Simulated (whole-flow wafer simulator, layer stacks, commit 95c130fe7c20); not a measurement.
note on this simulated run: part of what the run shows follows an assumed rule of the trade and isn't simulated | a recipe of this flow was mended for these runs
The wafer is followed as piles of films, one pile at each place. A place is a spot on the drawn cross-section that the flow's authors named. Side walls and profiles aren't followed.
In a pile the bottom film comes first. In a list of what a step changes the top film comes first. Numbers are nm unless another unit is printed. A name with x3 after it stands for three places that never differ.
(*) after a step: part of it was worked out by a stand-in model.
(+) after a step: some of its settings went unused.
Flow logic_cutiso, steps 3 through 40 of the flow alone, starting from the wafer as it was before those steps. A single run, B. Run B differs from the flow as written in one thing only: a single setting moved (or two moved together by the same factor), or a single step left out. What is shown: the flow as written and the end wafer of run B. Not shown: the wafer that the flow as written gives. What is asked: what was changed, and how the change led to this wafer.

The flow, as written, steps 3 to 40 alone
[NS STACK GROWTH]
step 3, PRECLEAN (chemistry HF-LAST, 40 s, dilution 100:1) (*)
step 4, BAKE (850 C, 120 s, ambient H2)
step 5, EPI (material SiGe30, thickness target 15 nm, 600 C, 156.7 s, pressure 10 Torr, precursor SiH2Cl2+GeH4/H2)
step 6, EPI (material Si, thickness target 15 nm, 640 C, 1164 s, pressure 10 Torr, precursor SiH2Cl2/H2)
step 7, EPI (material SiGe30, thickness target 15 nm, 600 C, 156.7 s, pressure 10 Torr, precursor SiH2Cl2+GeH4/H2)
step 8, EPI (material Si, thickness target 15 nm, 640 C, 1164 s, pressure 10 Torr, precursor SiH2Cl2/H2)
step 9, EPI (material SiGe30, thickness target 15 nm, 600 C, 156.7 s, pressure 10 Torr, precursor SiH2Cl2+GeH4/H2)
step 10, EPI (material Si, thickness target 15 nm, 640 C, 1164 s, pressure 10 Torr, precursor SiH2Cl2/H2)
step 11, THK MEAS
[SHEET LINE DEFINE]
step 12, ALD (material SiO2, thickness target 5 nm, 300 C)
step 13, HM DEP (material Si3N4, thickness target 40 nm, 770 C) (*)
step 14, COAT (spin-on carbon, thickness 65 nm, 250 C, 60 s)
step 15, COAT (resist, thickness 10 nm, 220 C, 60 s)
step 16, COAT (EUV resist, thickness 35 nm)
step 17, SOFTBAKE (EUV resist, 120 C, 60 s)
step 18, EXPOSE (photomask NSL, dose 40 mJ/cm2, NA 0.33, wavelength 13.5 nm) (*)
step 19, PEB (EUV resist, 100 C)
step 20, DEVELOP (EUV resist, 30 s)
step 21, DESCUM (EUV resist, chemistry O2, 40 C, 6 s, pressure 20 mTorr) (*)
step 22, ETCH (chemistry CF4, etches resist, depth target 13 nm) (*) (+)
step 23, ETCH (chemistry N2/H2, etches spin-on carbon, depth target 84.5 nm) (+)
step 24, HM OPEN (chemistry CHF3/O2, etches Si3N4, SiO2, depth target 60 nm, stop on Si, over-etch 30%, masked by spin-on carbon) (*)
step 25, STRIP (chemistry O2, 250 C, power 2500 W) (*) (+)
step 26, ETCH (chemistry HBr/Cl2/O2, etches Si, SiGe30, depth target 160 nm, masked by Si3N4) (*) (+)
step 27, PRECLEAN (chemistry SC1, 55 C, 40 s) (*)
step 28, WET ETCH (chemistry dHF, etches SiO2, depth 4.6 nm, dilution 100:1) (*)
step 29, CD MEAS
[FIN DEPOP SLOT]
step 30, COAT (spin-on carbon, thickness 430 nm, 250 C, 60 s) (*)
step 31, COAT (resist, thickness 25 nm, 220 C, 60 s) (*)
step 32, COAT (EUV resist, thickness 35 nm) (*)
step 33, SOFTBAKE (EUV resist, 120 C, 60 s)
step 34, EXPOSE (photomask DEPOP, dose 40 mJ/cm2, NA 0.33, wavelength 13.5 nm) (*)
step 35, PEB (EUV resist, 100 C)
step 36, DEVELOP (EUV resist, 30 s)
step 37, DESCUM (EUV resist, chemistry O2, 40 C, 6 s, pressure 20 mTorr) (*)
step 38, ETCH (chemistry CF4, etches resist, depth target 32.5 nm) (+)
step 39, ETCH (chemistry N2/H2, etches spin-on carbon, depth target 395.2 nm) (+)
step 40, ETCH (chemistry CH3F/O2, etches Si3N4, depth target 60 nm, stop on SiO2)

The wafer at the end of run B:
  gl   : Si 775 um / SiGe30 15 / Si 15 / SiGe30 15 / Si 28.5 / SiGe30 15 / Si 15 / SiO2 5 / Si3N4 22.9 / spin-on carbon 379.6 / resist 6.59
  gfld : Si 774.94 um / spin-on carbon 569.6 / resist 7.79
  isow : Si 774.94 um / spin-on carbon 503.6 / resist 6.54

The reason: step 8, EPI: thickness target 28.5 nm was run, while the flow as written has thickness target 15 nm; step 8, EPI: 2212 s was run, where the flow has 1164 s.
The wafer itself shows it: gl has Si 28.5, and step 8 as written asks for 15 nm.

How this came from the change, step by step:
  step 8, EPI (material Si, thickness target 15 nm, 640 C, 1164 s, pressure 10 Torr, precursor SiH2Cl2/H2)
      depop, dpovl, gfld and 19 more: Si gains 28.5 (new film) (it would be, as written: Si gains 15 (new film))
  step 26, ETCH (chemistry HBr/Cl2/O2, etches Si, SiGe30, depth target 160 nm, masked by Si3N4) (*) (+)
      dpovl, gfld, gxf, iso, isow, lnri, nsgap: chemical SiO2 loses 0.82 (all of it), Si loses 12 (all of it), SiGe30 loses 15 (all of it), Si loses 28.5 (all of it), SiGe30 loses 15 (all of it), Si loses 15 (all of it), SiGe30 loses 15 (all of it), Si loses 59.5 (it would be, as written: chemical SiO2 loses 0.82 (all of it), Si loses 12 (all of it), SiGe30 loses 15 (all of it), Si loses 15 (all of it), SiGe30 loses 15 (all of it), Si loses 15 (all of it), SiGe30 loses 15 (all of it), Si loses 73)
